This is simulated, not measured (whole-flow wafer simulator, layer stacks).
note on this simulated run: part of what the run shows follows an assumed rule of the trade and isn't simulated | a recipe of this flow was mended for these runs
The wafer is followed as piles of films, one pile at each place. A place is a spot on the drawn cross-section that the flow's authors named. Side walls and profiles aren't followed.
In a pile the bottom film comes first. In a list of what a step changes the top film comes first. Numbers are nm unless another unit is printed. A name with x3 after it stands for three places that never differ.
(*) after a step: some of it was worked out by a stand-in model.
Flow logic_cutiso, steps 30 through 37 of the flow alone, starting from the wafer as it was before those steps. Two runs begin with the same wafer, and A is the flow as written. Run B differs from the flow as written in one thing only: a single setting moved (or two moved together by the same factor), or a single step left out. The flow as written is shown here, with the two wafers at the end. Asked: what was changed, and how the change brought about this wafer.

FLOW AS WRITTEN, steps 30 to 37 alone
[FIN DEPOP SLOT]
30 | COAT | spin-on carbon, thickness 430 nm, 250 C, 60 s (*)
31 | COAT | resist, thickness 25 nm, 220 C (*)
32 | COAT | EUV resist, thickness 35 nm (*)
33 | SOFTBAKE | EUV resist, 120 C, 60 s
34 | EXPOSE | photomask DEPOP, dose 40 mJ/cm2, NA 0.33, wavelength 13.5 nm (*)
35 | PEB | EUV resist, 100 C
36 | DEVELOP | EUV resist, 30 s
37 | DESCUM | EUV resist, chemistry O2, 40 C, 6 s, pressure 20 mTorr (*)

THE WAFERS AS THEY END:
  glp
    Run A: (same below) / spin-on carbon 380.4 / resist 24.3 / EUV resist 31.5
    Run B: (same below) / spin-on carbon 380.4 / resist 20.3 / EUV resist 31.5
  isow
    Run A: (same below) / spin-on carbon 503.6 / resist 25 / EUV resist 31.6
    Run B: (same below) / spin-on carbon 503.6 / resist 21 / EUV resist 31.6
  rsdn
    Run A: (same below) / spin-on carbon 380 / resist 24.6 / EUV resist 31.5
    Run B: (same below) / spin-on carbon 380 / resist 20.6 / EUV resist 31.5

What caused this: step 31, COAT: thickness 21 nm was run, though the flow has thickness 25 nm.
One can read it off the wafer: isow has resist 21, and step 31 as written asks for 25 nm.

How this came from the change, step by step:
  31 | COAT | resist, thickness 25 nm, 220 C (*)
      depop, dpovl, isow, ns, nsgap: A resist gains 25 (new film) | B resist gains 21 (new film)
      glp, tap: A resist gains 24.3 (new film) | B resist gains 20.3 (new film)
      (also at 15 further places)
